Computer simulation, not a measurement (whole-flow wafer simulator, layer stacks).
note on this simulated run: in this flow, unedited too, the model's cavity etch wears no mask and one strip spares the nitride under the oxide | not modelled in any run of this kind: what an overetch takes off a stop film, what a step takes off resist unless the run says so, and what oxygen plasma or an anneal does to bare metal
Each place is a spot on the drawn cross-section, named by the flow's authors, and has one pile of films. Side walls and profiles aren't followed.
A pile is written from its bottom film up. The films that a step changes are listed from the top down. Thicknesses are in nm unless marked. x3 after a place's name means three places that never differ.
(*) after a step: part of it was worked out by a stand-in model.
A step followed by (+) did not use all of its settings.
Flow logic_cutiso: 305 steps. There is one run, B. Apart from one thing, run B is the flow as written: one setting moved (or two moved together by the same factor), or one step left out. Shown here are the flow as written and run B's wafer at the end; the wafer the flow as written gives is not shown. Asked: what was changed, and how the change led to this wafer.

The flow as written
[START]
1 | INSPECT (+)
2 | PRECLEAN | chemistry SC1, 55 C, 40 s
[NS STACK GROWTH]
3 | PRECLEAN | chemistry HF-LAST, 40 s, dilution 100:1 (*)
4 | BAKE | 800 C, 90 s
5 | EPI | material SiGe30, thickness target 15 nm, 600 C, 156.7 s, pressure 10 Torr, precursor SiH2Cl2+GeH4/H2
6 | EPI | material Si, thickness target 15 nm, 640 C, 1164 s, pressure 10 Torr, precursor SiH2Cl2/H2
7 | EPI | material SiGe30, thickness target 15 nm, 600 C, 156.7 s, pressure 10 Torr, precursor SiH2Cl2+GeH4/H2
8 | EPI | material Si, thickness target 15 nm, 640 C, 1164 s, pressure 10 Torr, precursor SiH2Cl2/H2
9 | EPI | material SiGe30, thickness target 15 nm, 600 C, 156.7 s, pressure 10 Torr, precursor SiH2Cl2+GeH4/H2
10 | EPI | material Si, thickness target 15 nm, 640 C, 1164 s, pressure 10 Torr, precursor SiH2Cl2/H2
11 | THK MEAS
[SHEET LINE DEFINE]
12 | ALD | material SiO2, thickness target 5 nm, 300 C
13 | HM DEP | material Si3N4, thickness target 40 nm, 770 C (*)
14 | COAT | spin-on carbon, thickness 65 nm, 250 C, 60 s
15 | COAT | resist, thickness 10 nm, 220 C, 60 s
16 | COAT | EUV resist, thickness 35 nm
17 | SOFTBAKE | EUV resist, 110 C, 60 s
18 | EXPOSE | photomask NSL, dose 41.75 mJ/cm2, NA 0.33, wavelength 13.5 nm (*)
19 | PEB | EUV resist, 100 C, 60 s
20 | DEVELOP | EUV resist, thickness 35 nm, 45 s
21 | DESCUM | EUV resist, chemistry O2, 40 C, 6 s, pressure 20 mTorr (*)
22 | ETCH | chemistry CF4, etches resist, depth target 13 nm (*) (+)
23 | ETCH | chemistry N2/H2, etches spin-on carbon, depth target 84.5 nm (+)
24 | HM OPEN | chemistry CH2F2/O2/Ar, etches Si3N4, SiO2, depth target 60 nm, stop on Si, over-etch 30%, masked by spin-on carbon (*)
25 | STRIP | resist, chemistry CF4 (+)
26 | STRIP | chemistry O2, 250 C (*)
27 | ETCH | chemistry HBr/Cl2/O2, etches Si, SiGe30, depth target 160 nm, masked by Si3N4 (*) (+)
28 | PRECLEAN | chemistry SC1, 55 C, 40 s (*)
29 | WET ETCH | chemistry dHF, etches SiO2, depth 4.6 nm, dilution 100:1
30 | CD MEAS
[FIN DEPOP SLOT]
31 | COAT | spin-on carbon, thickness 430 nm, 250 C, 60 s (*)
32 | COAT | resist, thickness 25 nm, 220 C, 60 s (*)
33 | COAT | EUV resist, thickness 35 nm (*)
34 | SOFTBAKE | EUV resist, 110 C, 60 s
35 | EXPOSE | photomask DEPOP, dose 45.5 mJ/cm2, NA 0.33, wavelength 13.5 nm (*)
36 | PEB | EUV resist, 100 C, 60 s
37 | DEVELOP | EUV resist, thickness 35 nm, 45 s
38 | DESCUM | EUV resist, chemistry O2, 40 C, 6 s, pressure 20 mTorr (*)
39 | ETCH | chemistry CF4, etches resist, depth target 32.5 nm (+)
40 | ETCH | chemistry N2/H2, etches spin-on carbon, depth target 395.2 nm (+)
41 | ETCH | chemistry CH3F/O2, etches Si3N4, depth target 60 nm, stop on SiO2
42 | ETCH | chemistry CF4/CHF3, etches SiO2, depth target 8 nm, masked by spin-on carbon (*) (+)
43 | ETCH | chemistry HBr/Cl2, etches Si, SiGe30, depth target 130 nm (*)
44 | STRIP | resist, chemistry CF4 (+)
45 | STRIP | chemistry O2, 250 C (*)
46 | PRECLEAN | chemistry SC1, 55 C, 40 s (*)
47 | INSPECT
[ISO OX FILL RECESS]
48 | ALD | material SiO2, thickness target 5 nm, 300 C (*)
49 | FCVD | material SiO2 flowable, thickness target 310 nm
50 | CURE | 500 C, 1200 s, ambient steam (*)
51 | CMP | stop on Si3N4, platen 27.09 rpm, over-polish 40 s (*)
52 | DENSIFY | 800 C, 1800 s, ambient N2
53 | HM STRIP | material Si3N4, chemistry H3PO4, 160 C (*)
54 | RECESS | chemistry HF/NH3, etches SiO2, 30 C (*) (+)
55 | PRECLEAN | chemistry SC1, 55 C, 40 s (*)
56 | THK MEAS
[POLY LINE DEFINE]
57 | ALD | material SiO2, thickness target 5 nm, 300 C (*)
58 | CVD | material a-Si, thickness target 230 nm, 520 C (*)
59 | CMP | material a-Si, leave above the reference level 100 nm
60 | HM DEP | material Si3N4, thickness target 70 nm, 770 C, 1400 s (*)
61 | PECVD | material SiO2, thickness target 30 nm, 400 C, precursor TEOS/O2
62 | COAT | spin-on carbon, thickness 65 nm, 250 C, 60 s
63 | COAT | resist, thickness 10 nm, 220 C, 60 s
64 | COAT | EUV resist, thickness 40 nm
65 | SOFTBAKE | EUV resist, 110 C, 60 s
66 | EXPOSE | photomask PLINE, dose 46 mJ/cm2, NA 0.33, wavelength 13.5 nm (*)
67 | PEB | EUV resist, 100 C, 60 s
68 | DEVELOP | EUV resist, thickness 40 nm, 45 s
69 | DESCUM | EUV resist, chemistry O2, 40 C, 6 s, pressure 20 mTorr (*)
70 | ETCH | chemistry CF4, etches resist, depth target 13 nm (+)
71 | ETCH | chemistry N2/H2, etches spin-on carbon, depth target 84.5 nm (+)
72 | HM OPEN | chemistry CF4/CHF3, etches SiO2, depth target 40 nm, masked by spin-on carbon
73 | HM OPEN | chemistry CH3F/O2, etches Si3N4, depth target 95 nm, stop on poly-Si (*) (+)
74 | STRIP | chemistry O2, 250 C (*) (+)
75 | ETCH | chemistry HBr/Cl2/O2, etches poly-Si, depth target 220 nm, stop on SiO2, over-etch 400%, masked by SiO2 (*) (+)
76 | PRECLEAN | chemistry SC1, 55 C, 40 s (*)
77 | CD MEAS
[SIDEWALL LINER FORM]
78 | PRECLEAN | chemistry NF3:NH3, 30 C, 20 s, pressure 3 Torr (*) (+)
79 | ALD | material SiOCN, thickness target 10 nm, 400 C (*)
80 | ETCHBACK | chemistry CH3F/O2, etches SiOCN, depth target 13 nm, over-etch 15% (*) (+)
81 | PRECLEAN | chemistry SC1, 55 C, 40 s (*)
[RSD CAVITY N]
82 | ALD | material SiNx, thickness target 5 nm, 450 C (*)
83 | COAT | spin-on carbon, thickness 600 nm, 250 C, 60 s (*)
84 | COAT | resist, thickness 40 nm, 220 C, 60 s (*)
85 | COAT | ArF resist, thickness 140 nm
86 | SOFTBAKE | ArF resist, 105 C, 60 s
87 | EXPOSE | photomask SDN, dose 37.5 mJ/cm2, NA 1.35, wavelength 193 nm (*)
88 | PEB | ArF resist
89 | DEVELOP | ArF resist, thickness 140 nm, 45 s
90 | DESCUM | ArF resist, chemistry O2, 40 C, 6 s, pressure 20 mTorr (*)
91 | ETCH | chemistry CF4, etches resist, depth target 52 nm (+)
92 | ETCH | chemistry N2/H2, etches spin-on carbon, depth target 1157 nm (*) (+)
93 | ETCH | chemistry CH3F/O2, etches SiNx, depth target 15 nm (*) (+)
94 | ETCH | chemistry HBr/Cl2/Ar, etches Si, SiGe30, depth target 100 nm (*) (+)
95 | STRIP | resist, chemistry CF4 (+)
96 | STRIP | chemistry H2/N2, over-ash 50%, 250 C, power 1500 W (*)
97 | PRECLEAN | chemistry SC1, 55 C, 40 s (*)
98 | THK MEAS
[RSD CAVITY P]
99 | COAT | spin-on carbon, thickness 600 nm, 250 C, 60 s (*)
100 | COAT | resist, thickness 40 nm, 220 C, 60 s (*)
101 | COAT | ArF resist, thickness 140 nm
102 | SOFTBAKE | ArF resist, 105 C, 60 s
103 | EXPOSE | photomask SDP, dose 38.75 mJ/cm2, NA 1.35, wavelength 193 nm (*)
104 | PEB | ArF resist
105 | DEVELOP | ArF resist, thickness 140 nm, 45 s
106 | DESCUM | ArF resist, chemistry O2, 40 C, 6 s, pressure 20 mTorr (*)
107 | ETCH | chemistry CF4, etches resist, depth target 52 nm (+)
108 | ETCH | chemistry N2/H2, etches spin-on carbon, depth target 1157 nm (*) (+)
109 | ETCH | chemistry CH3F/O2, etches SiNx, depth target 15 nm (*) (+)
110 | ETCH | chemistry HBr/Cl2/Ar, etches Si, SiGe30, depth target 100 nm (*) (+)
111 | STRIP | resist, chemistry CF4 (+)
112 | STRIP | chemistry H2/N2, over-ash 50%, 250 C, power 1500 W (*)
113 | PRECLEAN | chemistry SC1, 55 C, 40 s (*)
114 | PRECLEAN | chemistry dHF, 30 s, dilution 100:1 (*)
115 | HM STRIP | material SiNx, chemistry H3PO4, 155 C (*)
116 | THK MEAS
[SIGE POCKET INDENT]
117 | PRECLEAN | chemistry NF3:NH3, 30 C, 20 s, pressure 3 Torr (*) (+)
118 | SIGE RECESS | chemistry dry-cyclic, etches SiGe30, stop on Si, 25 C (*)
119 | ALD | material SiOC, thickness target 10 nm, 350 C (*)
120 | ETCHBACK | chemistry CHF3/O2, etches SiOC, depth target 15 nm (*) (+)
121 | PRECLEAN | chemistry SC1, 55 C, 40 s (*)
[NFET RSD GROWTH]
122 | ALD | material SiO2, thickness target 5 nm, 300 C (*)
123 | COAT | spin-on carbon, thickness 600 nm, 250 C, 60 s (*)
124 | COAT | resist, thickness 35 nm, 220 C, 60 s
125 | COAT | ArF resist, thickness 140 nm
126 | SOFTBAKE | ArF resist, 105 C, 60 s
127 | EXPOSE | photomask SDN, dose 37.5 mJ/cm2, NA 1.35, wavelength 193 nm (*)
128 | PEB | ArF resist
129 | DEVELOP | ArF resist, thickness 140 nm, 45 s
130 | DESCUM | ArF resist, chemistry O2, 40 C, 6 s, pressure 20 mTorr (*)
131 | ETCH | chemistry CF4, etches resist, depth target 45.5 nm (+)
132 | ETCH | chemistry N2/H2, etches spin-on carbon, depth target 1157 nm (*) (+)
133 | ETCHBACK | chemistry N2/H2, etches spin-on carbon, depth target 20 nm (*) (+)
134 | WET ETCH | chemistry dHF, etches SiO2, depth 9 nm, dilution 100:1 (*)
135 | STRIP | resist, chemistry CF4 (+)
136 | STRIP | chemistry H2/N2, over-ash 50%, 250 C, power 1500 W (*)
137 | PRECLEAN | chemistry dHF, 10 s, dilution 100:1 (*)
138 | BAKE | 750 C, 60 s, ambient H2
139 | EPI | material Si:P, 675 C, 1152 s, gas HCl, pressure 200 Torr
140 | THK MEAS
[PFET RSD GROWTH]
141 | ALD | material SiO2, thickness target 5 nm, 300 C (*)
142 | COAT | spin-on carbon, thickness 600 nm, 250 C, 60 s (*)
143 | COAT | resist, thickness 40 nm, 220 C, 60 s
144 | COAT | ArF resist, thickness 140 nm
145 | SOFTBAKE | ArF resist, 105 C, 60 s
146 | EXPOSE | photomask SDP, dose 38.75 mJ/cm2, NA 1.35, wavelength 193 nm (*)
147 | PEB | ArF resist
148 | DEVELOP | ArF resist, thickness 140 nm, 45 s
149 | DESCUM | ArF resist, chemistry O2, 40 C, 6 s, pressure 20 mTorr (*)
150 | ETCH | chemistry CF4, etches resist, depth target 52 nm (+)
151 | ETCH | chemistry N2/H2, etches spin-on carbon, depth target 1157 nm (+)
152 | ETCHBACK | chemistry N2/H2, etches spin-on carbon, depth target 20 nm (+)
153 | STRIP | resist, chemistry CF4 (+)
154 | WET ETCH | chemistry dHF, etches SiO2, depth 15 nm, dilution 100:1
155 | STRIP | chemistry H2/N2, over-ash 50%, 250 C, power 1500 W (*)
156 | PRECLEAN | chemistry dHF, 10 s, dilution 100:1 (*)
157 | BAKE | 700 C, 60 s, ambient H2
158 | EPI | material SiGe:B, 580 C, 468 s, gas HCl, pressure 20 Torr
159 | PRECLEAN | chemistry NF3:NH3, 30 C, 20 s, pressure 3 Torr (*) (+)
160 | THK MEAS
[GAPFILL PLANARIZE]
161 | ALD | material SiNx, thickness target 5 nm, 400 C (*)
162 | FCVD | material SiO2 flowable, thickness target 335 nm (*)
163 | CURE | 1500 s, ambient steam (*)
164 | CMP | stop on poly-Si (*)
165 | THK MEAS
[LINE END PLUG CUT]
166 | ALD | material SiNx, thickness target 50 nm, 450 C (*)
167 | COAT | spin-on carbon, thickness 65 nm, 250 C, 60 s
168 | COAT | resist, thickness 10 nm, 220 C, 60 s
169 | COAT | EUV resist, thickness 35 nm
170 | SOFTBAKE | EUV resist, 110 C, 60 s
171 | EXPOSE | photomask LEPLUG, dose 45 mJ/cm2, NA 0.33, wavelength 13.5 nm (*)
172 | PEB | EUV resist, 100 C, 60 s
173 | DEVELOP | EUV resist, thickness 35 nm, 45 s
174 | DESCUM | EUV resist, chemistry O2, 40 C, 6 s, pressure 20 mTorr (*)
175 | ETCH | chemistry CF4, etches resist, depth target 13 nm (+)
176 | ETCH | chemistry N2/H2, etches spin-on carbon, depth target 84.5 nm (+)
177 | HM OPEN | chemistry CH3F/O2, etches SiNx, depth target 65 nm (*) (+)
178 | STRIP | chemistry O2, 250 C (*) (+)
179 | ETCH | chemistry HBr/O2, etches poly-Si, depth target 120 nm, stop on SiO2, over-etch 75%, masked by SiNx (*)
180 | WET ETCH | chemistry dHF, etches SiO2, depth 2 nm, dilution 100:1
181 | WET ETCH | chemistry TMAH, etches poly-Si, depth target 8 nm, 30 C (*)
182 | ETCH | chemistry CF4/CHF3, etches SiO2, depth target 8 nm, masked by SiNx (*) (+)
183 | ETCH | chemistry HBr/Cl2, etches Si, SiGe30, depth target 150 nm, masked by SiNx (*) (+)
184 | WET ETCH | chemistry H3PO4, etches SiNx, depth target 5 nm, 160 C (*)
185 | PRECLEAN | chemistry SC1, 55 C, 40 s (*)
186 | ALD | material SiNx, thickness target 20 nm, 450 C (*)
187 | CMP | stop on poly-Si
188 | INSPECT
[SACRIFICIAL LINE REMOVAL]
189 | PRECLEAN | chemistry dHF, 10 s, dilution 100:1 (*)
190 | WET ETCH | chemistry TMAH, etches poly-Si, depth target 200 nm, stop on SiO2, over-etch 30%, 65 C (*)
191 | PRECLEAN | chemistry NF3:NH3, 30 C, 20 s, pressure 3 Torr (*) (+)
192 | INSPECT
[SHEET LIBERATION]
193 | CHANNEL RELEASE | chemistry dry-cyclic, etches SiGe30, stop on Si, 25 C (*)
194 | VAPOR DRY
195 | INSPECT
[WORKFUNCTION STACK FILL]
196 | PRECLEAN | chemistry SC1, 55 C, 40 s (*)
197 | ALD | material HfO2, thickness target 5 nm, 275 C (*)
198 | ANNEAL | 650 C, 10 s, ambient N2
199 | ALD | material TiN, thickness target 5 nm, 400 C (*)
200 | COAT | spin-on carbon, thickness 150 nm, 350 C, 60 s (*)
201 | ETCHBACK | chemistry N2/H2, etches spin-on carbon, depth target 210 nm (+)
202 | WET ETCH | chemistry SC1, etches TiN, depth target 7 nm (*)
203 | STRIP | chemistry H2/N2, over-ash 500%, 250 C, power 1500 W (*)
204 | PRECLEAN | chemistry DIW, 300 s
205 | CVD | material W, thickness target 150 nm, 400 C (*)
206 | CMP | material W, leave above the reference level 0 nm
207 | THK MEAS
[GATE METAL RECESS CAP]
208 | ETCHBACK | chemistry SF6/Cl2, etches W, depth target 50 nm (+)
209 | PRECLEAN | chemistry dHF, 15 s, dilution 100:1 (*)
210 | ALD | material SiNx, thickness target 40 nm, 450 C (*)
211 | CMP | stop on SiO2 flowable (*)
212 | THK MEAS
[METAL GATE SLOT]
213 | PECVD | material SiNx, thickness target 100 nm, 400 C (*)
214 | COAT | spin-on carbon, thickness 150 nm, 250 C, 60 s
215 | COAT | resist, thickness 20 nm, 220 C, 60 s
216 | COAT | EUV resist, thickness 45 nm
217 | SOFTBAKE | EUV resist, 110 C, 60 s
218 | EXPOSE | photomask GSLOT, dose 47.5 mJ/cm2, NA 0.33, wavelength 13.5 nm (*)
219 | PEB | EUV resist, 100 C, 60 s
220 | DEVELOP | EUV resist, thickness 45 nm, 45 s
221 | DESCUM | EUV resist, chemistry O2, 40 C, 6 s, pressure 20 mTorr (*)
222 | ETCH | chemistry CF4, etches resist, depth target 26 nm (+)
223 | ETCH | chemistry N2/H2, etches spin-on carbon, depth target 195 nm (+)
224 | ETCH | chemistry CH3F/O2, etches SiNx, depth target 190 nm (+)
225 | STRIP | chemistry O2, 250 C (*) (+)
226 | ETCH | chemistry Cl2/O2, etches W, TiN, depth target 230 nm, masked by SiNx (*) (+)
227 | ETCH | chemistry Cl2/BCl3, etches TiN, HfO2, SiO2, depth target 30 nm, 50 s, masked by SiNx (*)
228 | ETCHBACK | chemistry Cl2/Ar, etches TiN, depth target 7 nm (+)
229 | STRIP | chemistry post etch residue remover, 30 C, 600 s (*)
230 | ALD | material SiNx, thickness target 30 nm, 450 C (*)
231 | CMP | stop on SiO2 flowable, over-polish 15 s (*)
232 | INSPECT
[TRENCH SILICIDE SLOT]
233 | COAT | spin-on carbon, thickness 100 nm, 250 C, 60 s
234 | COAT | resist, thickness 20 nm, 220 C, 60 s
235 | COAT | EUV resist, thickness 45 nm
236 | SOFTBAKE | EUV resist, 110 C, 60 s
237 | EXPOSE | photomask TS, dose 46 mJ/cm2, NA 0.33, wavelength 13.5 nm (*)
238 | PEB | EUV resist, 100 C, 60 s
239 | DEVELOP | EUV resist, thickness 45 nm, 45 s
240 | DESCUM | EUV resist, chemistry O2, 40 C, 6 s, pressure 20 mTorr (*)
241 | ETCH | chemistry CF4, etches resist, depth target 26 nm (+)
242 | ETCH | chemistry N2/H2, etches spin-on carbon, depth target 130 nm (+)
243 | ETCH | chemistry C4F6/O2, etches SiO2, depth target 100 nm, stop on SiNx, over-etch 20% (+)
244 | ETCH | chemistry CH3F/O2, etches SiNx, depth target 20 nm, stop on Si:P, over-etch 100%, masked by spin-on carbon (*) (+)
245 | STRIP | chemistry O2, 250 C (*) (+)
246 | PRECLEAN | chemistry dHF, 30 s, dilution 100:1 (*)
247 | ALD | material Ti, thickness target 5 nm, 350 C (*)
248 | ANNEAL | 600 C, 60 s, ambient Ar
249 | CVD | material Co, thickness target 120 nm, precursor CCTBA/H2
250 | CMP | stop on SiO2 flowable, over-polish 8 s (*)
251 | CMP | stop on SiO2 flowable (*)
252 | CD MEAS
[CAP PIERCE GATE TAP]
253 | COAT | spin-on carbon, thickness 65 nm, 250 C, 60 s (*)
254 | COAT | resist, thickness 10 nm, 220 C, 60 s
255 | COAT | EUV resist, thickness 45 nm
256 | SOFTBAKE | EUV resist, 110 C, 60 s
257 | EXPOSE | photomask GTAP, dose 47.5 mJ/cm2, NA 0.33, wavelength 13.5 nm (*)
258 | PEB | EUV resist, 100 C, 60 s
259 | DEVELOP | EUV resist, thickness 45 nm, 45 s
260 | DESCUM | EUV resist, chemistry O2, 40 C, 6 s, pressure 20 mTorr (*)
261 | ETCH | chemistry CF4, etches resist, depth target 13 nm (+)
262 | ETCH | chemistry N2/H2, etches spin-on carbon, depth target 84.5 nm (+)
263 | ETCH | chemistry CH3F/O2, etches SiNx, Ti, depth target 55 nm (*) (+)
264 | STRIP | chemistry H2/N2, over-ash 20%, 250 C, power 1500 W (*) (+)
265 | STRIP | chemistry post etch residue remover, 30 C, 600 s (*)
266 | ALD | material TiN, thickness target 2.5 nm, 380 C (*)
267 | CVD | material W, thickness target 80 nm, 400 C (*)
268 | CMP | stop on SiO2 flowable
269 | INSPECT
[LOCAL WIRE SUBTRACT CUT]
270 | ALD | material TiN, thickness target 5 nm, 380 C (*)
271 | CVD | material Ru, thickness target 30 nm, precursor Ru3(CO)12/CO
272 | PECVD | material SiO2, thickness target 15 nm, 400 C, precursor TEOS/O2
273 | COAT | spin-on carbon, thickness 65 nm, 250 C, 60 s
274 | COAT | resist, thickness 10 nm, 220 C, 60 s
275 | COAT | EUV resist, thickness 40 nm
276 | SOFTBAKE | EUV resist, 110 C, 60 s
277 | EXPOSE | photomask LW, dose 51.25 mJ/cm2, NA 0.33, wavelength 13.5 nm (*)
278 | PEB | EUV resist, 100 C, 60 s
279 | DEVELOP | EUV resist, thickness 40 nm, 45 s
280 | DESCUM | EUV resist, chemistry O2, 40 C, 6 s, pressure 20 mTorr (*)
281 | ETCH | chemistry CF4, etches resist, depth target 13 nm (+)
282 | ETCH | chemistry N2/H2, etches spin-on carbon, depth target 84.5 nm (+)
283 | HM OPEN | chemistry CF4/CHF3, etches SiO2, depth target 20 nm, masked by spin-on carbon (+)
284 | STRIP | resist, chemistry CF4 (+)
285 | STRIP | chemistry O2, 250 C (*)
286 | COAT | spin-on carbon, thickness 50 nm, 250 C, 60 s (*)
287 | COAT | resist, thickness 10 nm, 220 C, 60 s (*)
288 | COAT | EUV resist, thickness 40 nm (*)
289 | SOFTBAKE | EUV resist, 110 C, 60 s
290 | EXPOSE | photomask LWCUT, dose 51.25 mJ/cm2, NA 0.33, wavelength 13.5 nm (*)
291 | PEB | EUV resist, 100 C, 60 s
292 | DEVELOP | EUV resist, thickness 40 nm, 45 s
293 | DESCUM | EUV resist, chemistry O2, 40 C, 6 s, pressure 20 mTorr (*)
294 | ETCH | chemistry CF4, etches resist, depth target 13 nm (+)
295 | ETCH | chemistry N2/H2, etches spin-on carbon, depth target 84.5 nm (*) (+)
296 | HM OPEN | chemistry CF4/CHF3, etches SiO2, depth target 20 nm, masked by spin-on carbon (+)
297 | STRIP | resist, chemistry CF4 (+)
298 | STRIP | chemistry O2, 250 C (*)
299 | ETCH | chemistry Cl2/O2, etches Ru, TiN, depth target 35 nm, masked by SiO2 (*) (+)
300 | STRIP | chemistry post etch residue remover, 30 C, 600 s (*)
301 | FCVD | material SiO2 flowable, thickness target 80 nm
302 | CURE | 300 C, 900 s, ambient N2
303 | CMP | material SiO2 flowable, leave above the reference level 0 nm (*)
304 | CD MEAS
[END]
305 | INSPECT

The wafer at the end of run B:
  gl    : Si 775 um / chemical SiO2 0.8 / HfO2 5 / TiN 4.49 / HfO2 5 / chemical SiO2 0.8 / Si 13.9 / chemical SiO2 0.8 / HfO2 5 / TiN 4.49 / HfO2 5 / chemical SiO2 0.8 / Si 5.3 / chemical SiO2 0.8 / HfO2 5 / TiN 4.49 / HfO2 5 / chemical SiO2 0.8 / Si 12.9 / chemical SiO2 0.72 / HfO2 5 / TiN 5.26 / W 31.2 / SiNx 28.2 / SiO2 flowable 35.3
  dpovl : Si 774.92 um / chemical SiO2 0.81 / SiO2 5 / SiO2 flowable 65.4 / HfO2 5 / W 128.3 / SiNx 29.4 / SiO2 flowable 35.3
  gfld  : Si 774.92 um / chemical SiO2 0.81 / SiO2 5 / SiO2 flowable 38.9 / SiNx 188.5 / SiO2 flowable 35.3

Cause: step 8, EPI: thickness target 6.4 nm was run, while the flow as written has thickness target 15 nm; step 8, EPI: 494.9 s was run, where the flow has 1164 s.

Step by step, how the change led to this:
  8 | EPI | material Si, thickness target 15 nm, 640 C, 1164 s, pressure 10 Torr, precursor SiH2Cl2/H2
      depop, dpovl, gfld and 19 more: Si gains 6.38 (new film) (as written it would have been: Si gains 15 (new film))
  27 | ETCH | chemistry HBr/Cl2/O2, etches Si, SiGe30, depth target 160 nm, masked by Si3N4 (*) (+)
      gfld, gxf, iso, lnri: chemical SiO2 loses 0.79 (all of it), Si loses 11.4 (all of it), SiGe30 loses 15 (all of it), Si loses 6.38 (all of it), SiGe30 loses 15 (all of it), Si loses 15 (all of it), SiGe30 loses 15 (all of it), Si loses 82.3 (as written it would have been: chemical SiO2 loses 0.79 (all of it), Si loses 11.4 (all of it), SiGe30 loses 15 (all of it), Si loses 15 (all of it), SiGe30 loses 15 (all of it), Si loses 15 (all of it), SiGe30 loses 15 (all of it), Si loses 73.6)
      dpovl, nsgap: chemical SiO2 loses 0.79 (all of it), Si loses 11.8 (all of it), SiGe30 loses 15 (all of it), Si loses 6.38 (all of it), SiGe30 loses 15 (all of it), Si loses 15 (all of it), SiGe30 loses 15 (all of it), Si loses 81.9 (as written it would have been: chemical SiO2 loses 0.79 (all of it), Si loses 11.8 (all of it), SiGe30 loses 15 (all of it), Si loses 15 (all of it), SiGe30 loses 15 (all of it), Si loses 15 (all of it), SiGe30 loses 15 (all of it), Si loses 73.2)
      (and at 1 other place as well)
  43 | ETCH | chemistry HBr/Cl2, etches Si, SiGe30, depth target 130 nm (*)
      depop: Si loses 14 (all of it), SiGe30 loses 15 (all of it), Si loses 6.38 (all of it), SiGe30 loses 15 (all of it), Si loses 15 (all of it), SiGe30 loses 15 (all of it), Si loses 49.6 (as written it would have been: Si loses 14 (all of it), SiGe30 loses 15 (all of it), Si loses 15 (all of it), SiGe30 loses 15 (all of it), Si loses 15 (all of it), SiGe30 loses 15 (all of it), Si loses 41)
  94 | ETCH | chemistry HBr/Cl2/Ar, etches Si, SiGe30, depth target 100 nm (*) (+)
      rsdn, rsdx: chemical SiO2 loses 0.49 (all of it), Si loses 12.8 (all of it), SiGe30 loses 15 (all of it), Si loses 6.38 (all of it), SiGe30 loses 15 (all of it), Si loses 15 (all of it), SiGe30 loses 15 (all of it), Si loses 20.8 (as written it would have been: chemical SiO2 loses 0.49 (all of it), Si loses 12.8 (all of it), SiGe30 loses 15 (all of it), Si loses 15 (all of it), SiGe30 loses 15 (all of it), Si loses 15 (all of it), SiGe30 loses 15 (all of it), Si loses 12.2)
  110 | ETCH | chemistry HBr/Cl2/Ar, etches Si, SiGe30, depth target 100 nm (*) (+)
      rsdp, rsdw: chemical SiO2 loses 0.49 (all of it), Si loses 12.8 (all of it), SiGe30 loses 15 (all of it), Si loses 6.38 (all of it), SiGe30 loses 15 (all of it), Si loses 15 (all of it), SiGe30 loses 15 (all of it), Si loses 20.8 (as written it would have been: chemical SiO2 loses 0.49 (all of it), Si loses 12.8 (all of it), SiGe30 loses 15 (all of it), Si loses 15 (all of it), SiGe30 loses 15 (all of it), Si loses 15 (all of it), SiGe30 loses 15 (all of it), Si loses 12.2)
  183 | ETCH | chemistry HBr/Cl2, etches Si, SiGe30, depth target 150 nm, masked by SiNx (*) (+)
      plug: Si loses 13.6 (all of it), SiGe30 loses 15 (all of it), Si loses 6.38 (all of it), SiGe30 loses 15 (all of it), Si loses 15 (all of it), SiGe30 loses 15 (all of it), Si loses 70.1 (as written it would have been: Si loses 13.6 (all of it), SiGe30 loses 15 (all of it), Si loses 15 (all of it), SiGe30 loses 15 (all of it), Si loses 15 (all of it), SiGe30 loses 15 (all of it), Si loses 61.4)
